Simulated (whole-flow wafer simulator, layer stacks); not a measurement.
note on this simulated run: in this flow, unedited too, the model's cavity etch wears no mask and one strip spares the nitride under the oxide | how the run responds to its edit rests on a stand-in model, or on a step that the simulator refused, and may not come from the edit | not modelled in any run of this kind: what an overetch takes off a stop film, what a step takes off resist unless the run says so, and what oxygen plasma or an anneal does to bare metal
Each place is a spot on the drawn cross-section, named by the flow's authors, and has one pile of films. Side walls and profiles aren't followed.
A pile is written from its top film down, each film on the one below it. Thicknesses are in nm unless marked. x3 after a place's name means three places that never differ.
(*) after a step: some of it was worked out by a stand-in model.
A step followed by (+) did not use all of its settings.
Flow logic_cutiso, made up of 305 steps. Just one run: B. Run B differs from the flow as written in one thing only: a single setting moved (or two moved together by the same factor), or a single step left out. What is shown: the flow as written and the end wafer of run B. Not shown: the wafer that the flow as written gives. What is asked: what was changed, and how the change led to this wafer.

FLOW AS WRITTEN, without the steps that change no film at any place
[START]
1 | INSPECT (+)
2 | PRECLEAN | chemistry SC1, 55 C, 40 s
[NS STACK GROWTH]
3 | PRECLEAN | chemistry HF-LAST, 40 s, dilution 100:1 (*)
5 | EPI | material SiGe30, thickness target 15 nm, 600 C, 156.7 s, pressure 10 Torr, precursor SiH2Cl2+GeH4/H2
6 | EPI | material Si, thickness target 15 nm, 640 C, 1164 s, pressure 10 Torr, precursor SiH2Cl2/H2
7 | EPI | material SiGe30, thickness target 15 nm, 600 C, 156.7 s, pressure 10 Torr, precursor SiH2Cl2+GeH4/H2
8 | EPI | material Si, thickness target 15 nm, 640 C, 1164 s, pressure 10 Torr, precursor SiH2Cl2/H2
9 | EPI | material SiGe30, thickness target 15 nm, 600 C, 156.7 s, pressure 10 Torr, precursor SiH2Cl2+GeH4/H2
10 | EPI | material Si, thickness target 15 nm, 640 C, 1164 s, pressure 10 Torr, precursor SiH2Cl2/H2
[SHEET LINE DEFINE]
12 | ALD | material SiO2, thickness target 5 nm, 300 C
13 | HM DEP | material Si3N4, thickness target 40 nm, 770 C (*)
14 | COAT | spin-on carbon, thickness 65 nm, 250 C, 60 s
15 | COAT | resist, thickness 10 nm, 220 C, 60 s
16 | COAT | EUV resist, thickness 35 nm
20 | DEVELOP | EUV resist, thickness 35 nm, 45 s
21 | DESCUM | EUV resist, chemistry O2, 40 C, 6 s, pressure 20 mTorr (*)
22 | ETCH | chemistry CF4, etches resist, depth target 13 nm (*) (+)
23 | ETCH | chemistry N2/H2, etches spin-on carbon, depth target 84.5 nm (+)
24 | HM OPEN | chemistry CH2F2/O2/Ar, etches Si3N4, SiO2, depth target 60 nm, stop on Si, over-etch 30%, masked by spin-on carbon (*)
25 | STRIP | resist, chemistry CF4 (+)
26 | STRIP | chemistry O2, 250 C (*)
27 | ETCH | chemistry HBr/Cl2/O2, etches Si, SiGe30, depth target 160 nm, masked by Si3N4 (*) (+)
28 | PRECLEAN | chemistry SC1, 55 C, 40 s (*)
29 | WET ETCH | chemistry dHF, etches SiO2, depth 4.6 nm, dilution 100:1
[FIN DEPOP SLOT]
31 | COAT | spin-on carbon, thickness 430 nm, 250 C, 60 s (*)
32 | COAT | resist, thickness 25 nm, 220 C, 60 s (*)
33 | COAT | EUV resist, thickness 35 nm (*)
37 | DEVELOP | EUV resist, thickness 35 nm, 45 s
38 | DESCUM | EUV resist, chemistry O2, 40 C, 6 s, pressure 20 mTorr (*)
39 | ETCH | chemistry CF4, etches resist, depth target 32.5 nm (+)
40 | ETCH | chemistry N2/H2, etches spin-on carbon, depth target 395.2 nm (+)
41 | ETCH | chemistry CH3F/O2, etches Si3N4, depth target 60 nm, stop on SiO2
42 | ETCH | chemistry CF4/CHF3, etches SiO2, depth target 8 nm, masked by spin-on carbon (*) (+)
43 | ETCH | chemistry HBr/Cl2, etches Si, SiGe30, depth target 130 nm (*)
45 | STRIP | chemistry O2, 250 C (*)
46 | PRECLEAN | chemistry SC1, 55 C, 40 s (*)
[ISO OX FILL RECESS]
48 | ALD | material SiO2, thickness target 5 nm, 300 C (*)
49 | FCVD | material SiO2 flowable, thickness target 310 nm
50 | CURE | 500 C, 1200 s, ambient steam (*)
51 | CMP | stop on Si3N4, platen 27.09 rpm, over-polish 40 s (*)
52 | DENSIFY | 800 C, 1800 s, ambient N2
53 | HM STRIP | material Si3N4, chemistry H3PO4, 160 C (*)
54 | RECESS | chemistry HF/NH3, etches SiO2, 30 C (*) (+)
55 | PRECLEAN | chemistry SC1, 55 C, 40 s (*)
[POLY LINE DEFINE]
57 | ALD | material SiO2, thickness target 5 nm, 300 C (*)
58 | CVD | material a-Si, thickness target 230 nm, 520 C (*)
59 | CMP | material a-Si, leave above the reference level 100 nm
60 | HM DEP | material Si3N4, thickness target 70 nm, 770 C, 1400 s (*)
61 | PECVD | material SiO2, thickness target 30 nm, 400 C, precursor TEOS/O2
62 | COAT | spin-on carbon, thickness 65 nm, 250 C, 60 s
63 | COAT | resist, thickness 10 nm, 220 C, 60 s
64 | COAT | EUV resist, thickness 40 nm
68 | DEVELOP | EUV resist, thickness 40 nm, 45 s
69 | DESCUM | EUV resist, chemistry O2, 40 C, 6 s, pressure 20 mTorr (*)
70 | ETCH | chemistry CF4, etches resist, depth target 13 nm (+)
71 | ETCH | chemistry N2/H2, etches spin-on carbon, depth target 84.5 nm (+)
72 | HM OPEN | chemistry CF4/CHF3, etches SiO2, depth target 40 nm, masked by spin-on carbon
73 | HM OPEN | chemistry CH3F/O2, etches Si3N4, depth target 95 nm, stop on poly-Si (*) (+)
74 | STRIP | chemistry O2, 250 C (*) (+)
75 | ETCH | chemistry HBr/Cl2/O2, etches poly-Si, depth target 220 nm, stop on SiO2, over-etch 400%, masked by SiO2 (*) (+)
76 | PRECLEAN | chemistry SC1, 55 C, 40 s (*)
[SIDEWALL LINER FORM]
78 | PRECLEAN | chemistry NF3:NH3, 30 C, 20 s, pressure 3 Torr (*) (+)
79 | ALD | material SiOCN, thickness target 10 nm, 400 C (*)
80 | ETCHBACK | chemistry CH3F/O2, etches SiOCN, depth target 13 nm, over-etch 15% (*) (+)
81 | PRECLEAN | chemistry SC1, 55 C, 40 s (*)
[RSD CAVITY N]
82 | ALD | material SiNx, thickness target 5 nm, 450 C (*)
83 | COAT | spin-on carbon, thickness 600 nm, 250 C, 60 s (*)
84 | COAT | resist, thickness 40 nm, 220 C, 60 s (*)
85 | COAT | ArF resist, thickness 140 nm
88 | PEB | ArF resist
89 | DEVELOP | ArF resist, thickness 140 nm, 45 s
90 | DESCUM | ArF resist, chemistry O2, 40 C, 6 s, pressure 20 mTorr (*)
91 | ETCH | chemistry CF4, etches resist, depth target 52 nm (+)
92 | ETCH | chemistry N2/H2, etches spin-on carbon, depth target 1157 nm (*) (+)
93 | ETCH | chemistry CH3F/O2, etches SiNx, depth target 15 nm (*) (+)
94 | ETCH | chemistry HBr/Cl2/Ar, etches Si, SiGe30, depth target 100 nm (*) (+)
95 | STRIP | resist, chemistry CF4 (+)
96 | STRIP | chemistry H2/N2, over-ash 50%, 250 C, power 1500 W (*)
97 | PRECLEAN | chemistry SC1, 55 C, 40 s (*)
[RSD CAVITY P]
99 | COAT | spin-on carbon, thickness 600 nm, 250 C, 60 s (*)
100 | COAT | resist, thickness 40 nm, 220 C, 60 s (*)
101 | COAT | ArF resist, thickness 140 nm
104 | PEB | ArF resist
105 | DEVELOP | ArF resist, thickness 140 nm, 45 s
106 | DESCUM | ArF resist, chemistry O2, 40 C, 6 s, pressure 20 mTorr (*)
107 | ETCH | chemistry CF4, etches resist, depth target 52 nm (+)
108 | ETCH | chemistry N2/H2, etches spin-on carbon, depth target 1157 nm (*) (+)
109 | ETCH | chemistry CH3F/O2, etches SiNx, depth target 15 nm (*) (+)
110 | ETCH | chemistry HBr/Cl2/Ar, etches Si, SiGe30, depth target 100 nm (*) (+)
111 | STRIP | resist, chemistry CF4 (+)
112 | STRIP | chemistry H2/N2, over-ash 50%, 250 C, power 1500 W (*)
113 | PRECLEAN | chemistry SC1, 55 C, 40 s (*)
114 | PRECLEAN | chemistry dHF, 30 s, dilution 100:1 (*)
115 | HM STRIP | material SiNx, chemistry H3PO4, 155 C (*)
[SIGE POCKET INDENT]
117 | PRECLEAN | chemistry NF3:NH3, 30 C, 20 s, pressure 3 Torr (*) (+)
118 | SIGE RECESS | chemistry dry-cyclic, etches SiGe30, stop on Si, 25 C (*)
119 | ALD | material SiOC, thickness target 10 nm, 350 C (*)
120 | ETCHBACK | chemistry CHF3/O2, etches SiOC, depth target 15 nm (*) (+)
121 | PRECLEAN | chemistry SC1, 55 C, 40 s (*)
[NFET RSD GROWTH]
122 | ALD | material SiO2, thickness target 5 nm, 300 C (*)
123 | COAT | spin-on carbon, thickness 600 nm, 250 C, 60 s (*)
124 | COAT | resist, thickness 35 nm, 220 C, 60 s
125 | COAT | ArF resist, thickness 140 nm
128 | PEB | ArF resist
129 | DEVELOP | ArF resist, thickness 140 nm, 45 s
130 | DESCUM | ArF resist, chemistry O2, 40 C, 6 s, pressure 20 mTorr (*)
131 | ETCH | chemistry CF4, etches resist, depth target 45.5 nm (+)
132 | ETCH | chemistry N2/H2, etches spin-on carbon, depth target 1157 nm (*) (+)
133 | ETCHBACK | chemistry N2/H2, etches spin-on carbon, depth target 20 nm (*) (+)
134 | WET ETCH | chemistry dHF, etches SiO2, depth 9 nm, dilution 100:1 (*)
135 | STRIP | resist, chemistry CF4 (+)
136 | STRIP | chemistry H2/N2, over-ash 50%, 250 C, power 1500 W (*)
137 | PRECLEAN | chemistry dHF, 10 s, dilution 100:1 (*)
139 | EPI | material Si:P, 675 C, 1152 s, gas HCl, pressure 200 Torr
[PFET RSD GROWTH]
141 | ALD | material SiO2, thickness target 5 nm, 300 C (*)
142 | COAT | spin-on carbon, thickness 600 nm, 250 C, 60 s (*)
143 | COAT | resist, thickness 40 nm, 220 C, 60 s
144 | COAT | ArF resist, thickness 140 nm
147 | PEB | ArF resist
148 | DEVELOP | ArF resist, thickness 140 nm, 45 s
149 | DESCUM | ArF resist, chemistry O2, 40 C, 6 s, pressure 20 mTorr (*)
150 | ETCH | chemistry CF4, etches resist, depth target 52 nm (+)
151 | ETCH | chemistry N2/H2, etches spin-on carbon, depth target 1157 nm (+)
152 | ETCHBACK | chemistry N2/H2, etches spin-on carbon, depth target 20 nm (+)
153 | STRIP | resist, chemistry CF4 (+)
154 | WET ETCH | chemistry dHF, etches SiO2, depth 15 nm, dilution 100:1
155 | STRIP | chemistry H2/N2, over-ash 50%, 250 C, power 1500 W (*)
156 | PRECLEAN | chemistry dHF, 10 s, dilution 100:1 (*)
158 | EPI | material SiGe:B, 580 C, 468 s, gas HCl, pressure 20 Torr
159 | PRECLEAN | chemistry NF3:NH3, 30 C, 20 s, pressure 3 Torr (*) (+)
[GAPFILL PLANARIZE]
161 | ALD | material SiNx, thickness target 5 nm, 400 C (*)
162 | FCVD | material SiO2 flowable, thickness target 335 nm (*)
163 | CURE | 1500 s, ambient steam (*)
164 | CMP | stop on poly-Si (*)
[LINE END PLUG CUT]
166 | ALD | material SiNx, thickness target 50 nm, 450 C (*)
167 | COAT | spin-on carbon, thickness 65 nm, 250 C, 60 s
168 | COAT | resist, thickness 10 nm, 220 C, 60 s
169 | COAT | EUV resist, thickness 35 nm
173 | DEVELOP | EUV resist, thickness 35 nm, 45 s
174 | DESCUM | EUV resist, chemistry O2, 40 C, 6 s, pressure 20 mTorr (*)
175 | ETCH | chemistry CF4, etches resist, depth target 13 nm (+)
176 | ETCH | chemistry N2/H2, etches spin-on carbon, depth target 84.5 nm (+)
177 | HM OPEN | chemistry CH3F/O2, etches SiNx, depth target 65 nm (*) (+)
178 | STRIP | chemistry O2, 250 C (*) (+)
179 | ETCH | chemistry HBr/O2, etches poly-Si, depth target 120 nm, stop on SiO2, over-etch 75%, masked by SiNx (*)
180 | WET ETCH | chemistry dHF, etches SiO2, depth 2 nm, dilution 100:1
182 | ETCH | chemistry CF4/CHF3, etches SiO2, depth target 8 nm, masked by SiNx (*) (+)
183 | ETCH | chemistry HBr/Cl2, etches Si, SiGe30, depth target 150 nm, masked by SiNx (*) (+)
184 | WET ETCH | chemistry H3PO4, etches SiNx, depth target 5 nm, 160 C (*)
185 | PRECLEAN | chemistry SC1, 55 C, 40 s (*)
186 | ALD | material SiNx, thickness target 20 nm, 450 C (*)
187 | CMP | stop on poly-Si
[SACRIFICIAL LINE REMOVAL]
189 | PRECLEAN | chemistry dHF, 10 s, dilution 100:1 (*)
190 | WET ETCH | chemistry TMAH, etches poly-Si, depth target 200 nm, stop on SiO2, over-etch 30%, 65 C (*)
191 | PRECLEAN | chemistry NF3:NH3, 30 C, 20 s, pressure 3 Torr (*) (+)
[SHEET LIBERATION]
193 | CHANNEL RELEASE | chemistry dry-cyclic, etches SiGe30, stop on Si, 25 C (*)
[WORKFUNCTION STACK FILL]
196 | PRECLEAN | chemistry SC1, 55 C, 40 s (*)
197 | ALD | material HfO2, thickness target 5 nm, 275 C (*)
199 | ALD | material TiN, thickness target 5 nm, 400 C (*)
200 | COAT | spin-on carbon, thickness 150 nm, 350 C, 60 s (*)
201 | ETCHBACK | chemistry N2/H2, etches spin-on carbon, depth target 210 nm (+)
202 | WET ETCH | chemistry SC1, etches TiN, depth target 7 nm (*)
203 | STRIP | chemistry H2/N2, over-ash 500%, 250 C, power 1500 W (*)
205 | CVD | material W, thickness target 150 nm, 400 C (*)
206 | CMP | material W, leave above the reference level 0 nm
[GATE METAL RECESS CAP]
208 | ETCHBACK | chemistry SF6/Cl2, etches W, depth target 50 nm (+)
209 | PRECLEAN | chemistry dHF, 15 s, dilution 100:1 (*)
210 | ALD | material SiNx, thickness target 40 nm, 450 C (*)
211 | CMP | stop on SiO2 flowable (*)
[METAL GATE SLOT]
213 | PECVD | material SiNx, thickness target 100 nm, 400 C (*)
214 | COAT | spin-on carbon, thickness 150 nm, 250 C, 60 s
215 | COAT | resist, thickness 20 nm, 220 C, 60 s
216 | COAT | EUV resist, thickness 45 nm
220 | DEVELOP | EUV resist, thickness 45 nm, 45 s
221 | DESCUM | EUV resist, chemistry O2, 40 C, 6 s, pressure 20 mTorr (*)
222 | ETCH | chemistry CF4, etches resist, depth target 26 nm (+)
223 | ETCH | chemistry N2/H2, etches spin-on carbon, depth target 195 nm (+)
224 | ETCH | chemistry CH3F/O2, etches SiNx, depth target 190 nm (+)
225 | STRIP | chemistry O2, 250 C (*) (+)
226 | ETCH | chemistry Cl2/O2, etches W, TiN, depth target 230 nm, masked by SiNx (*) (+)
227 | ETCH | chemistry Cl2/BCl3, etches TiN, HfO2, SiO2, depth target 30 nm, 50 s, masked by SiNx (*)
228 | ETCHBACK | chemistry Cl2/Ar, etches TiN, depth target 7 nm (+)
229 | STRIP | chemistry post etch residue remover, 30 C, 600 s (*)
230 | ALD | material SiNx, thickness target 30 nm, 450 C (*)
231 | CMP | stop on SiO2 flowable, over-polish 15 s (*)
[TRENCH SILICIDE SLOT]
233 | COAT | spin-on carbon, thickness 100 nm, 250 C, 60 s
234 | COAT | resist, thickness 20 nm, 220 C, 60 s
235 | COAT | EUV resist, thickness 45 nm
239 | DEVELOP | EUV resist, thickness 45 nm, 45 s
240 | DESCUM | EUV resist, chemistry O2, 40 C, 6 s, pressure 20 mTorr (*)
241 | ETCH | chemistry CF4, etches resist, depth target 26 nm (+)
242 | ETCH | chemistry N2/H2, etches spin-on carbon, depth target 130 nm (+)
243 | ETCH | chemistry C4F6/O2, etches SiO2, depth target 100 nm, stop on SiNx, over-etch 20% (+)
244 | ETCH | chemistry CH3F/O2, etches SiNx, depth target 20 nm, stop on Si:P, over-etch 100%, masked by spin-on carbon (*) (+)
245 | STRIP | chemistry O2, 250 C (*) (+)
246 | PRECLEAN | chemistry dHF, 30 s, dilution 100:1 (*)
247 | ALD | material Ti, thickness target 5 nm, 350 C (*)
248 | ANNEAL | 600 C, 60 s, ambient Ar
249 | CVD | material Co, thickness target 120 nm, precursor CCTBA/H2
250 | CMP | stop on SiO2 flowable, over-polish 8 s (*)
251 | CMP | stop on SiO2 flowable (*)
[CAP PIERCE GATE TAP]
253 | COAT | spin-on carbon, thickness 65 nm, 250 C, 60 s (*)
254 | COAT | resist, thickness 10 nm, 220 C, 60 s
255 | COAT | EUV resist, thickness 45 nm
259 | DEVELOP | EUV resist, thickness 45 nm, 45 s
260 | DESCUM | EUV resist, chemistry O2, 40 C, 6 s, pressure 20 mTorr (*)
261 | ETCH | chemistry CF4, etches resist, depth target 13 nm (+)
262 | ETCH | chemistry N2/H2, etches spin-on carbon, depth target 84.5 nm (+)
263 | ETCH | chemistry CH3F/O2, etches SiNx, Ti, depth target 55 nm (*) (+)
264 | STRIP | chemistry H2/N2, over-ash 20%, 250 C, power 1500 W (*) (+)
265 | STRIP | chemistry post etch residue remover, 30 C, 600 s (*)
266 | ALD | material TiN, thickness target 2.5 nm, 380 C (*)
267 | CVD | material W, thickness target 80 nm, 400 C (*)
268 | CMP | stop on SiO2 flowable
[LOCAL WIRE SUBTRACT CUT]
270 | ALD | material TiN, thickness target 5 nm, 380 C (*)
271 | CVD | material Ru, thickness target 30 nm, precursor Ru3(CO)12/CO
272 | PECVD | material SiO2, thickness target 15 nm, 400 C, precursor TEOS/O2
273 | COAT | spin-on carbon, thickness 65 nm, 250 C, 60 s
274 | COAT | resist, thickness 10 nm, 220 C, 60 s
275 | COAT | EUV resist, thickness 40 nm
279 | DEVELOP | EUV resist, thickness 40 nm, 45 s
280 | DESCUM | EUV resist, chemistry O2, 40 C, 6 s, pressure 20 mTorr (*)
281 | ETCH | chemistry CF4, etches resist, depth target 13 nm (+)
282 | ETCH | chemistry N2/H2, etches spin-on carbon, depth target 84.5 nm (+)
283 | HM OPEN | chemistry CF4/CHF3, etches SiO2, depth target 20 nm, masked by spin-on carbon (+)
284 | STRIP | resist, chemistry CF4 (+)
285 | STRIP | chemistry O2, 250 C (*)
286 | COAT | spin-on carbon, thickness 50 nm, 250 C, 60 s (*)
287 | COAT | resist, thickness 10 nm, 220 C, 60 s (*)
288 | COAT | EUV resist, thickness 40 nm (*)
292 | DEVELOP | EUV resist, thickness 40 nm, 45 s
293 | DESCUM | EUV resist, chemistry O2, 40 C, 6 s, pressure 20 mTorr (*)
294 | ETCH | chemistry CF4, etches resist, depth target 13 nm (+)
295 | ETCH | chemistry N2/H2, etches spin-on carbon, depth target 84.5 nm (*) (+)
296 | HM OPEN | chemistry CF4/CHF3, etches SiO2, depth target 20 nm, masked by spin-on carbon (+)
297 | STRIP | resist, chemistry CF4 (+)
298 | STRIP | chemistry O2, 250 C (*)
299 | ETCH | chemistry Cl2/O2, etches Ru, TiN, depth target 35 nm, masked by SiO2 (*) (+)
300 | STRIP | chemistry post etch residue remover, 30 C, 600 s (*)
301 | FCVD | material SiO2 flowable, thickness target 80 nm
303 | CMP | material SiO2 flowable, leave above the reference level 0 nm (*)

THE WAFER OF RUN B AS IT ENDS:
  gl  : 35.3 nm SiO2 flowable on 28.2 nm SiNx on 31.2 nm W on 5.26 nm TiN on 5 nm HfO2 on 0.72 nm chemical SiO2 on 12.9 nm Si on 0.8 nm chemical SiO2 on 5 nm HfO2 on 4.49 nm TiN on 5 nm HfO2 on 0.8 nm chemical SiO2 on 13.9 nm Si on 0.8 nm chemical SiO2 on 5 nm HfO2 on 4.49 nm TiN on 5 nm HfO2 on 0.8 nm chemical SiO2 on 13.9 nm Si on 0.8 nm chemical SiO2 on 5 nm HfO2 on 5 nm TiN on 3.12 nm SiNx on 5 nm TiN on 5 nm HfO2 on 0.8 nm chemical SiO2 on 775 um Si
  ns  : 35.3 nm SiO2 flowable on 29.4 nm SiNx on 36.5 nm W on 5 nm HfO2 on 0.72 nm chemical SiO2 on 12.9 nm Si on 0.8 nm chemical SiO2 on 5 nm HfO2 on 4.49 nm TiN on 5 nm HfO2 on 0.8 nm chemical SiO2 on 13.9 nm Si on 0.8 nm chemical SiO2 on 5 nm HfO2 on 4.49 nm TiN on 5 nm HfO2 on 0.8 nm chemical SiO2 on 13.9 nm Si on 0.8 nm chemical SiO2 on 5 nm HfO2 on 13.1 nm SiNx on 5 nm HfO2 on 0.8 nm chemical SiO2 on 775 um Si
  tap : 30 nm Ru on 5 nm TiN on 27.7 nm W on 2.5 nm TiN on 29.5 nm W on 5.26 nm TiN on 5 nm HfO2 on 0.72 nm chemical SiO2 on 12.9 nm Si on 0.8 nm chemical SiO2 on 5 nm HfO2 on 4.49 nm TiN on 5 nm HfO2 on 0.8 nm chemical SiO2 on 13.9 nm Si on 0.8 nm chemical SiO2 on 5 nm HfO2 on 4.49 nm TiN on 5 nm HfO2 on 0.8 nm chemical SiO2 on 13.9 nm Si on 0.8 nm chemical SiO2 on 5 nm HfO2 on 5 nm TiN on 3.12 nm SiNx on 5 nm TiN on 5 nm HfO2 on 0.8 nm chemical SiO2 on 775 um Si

The reason: step 5, EPI: 246.8 s was run, whereas the flow has 156.7 s.

How this came from the change, step by step:
  5 | EPI | material SiGe30, thickness target 15 nm, 600 C, 156.7 s, pressure 10 Torr, precursor SiH2Cl2+GeH4/H2
      depop, dpovl, gfld and 19 more: +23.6 SiGe30 (new film) (it would be, as written: +15 SiGe30 (new film))
  27 | ETCH | chemistry HBr/Cl2/O2, etches Si, SiGe30, depth target 160 nm, masked by Si3N4 (*) (+)
      gfld, gxf, iso, lnri: -0.79 chemical SiO2 (all of it), -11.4 Si (all of it), -15 SiGe30 (all of it), -15 Si (all of it), -15 SiGe30 (all of it), -15 Si (all of it), -23.6 SiGe30 (all of it), -65 Si (it would be, as written: -0.79 chemical SiO2 (all of it), -11.4 Si (all of it), -15 SiGe30 (all of it), -15 Si (all of it), -15 SiGe30 (all of it), -15 Si (all of it), -15 SiGe30 (all of it), -73.6 Si)
      dpovl, nsgap: -0.79 chemical SiO2 (all of it), -11.8 Si (all of it), -15 SiGe30 (all of it), -15 Si (all of it), -15 SiGe30 (all of it), -15 Si (all of it), -23.6 SiGe30 (all of it), -64.6 Si (it would be, as written: -0.79 chemical SiO2 (all of it), -11.8 Si (all of it), -15 SiGe30 (all of it), -15 Si (all of it), -15 SiGe30 (all of it), -15 Si (all of it), -15 SiGe30 (all of it), -73.2 Si)
      (as well as at 1 more place)
  43 | ETCH | chemistry HBr/Cl2, etches Si, SiGe30, depth target 130 nm (*)
      depop: -14 Si (all of it), -15 SiGe30 (all of it), -15 Si (all of it), -15 SiGe30 (all of it), -15 Si (all of it), -23.6 SiGe30 (all of it), -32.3 Si (it would be, as written: -14 Si (all of it), -15 SiGe30 (all of it), -15 Si (all of it), -15 SiGe30 (all of it), -15 Si (all of it), -15 SiGe30 (all of it), -41 Si)
  94 | ETCH | chemistry HBr/Cl2/Ar, etches Si, SiGe30, depth target 100 nm (*) (+)
      rsdn, rsdx: -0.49 chemical SiO2 (all of it), -12.8 Si (all of it), -15 SiGe30 (all of it), -15 Si (all of it), -15 SiGe30 (all of it), -15 Si (all of it), -23.6 SiGe30 (all of it), -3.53 Si (it would be, as written: -0.49 chemical SiO2 (all of it), -12.8 Si (all of it), -15 SiGe30 (all of it), -15 Si (all of it), -15 SiGe30 (all of it), -15 Si (all of it), -15 SiGe30 (all of it), -12.2 Si)
  110 | ETCH | chemistry HBr/Cl2/Ar, etches Si, SiGe30, depth target 100 nm (*) (+)
      rsdp, rsdw: -0.49 chemical SiO2 (all of it), -12.8 Si (all of it), -15 SiGe30 (all of it), -15 Si (all of it), -15 SiGe30 (all of it), -15 Si (all of it), -23.6 SiGe30 (all of it), -3.53 Si (it would be, as written: -0.49 chemical SiO2 (all of it), -12.8 Si (all of it), -15 SiGe30 (all of it), -15 Si (all of it), -15 SiGe30 (all of it), -15 Si (all of it), -15 SiGe30 (all of it), -12.2 Si)
  118 | SIGE RECESS | chemistry dry-cyclic, etches SiGe30, stop on Si, 25 C (*)
      lnr, lnrp, lnrt: -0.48 SiOCN, -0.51 Si, +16 cavity (new film), -15 SiGe30 (all of it), -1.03 Si, +16 cavity (new film), -15 SiGe30 (all of it), -1.03 Si, +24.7 cavity (new film), -23.6 SiGe30 (all of it), -0.51 Si (it would be, as written: -0.48 SiOCN, -0.51 Si, +16 cavity (new film), -15 SiGe30 (all of it), -1.03 Si, +16 cavity (new film), -15 SiGe30 (all of it), -1.03 Si, +16 cavity (new film), -15 SiGe30 (all of it), -0.51 Si)
  119 | ALD | material SiOC, thickness target 10 nm, 350 C (*)
      lnr, lnrp, lnrt: +10 SiOC (new film), +16 SiOC (new film), -16 cavity (all of it), +16 SiOC (new film), -16 cavity (all of it), +24.7 SiOC (new film), -24.7 cavity (all of it) (it would be, as written: +10 SiOC (new film), +16 SiOC (new film), -16 cavity (all of it), +16 SiOC (new film), -16 cavity (all of it), +16 SiOC (new film), -16 cavity (all of it))
  183 | ETCH | chemistry HBr/Cl2, etches Si, SiGe30, depth target 150 nm, masked by SiNx (*) (+)
      plug: -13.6 Si (all of it), -15 SiGe30 (all of it), -15 Si (all of it), -15 SiGe30 (all of it), -15 Si (all of it), -23.6 SiGe30 (all of it), -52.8 Si (it would be, as written: -13.6 Si (all of it), -15 SiGe30 (all of it), -15 Si (all of it), -15 SiGe30 (all of it), -15 Si (all of it), -15 SiGe30 (all of it), -61.4 Si)
  193 | CHANNEL RELEASE | chemistry dry-cyclic, etches SiGe30, stop on Si, 25 C (*)
      gl, glp, gxn, gxp, ns, tap: +0.8 chemical SiO2 (new film), -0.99 Si, +0.8 chemical SiO2 (new film), +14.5 cavity (new film), +0.8 chemical SiO2 (new film), -15 SiGe30 (all of it), -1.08 Si, +0.8 chemical SiO2 (new film), +14.5 cavity (new film), +0.8 chemical SiO2 (new film), -15 SiGe30 (all of it), -1.08 Si, +0.8 chemical SiO2 (new film), +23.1 cavity (new film), +0.8 chemical SiO2 (new film), -23.6 SiGe30 (all of it), -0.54 Si (it would be, as written: +0.8 chemical SiO2 (new film), -0.99 Si, +0.8 chemical SiO2 (new film), +14.5 cavity (new film), +0.8 chemical SiO2 (new film), -15 SiGe30 (all of it), -1.08 Si, +0.8 chemical SiO2 (new film), +14.5 cavity (new film), +0.8 chemical SiO2 (new film), -15 SiGe30 (all of it), -1.08 Si, +0.8 chemical SiO2 (new film), +14.5 cavity (new film), +0.8 chemical SiO2 (new film), -15 SiGe30 (all of it), -0.54 Si)
  199 | ALD | material TiN, thickness target 5 nm, 400 C (*)
      gl, glp, tap: +5.26 TiN (new film), +4.49 TiN (new film), -4.49 cavity (all of it), +4.49 TiN (new film), -4.49 cavity (all of it), +5 TiN (new film), -10 cavity, +5 TiN (new film) (it would be, as written: +5.26 TiN (new film), +4.49 TiN (new film), -4.49 cavity (all of it), +4.49 TiN (new film), -4.49 cavity (all of it), +4.49 TiN (new film), -4.49 cavity (all of it))
      gxn, gxp, ns: +5 TiN (new film), +4.49 TiN (new film), -4.49 cavity (all of it), +4.49 TiN (new film), -4.49 cavity (all of it), +5 TiN (new film), -10 cavity, +5 TiN (new film) (it would be, as written: +5 TiN (new film), +4.49 TiN (new film), -4.49 cavity (all of it), +4.49 TiN (new film), -4.49 cavity (all of it), +4.49 TiN (new film), -4.49 cavity (all of it))
  202 | WET ETCH | chemistry SC1, etches TiN, depth target 7 nm (*)
      ns: -5 TiN (all of it), -5 TiN (all of it), +10 cavity, -5 TiN (all of it) (it would be, as written: -5 TiN (all of it))
  210 | ALD | material SiNx, thickness target 40 nm, 450 C (*)
      gl, glp, gxn, gxp, tap: +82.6 SiNx (new film), +3.12 SiNx (new film), -3.12 cavity (all of it) (it would be, as written: +82.6 SiNx (new film))
      ns: +40 SiNx (new film), +13.1 SiNx (new film), -13.1 cavity (all of it) (it would be, as written: +40 SiNx (new film))
With metal films that touch counted as one body, gl has 5 bodies (between them, from the top down: HfO2 5 / chemical SiO2 0.72 / Si 12.9 / chemical SiO2 0.8 / HfO2 5; HfO2 5 / chemical SiO2 0.8 / Si 13.9 / chemical SiO2 0.8 / HfO2 5; HfO2 5 / chemical SiO2 0.8 / Si 13.9 / chemical SiO2 0.8 / HfO2 5; SiNx 3.12); the flow as written gives 4 bodies (between them, from the top down: HfO2 5 / chemical SiO2 0.72 / Si 12.9 / chemical SiO2 0.8 / HfO2 5; HfO2 5 / chemical SiO2 0.8 / Si 13.9 / chemical SiO2 0.8 / HfO2 5; HfO2 5 / chemical SiO2 0.8 / Si 13.9 / chemical SiO2 0.8 / HfO2 5).
With metal films that touch counted as one body, ns has 3 bodies (between them, from the top down: HfO2 5 / chemical SiO2 0.72 / Si 12.9 / chemical SiO2 0.8 / HfO2 5; HfO2 5 / chemical SiO2 0.8 / Si 13.9 / chemical SiO2 0.8 / HfO2 5); the flow as written gives 4 bodies (between them, from the top down: HfO2 5 / chemical SiO2 0.72 / Si 12.9 / chemical SiO2 0.8 / HfO2 5; HfO2 5 / chemical SiO2 0.8 / Si 13.9 / chemical SiO2 0.8 / HfO2 5; HfO2 5 / chemical SiO2 0.8 / Si 13.9 / chemical SiO2 0.8 / HfO2 5).
With metal films that touch counted as one body, tap has 5 bodies (between them, from the top down: HfO2 5 / chemical SiO2 0.72 / Si 12.9 / chemical SiO2 0.8 / HfO2 5; HfO2 5 / chemical SiO2 0.8 / Si 13.9 / chemical SiO2 0.8 / HfO2 5; HfO2 5 / chemical SiO2 0.8 / Si 13.9 / chemical SiO2 0.8 / HfO2 5; SiNx 3.12); the flow as written gives 4 bodies (between them, from the top down: HfO2 5 / chemical SiO2 0.72 / Si 12.9 / chemical SiO2 0.8 / HfO2 5; HfO2 5 / chemical SiO2 0.8 / Si 13.9 / chemical SiO2 0.8 / HfO2 5; HfO2 5 / chemical SiO2 0.8 / Si 13.9 / chemical SiO2 0.8 / HfO2 5).
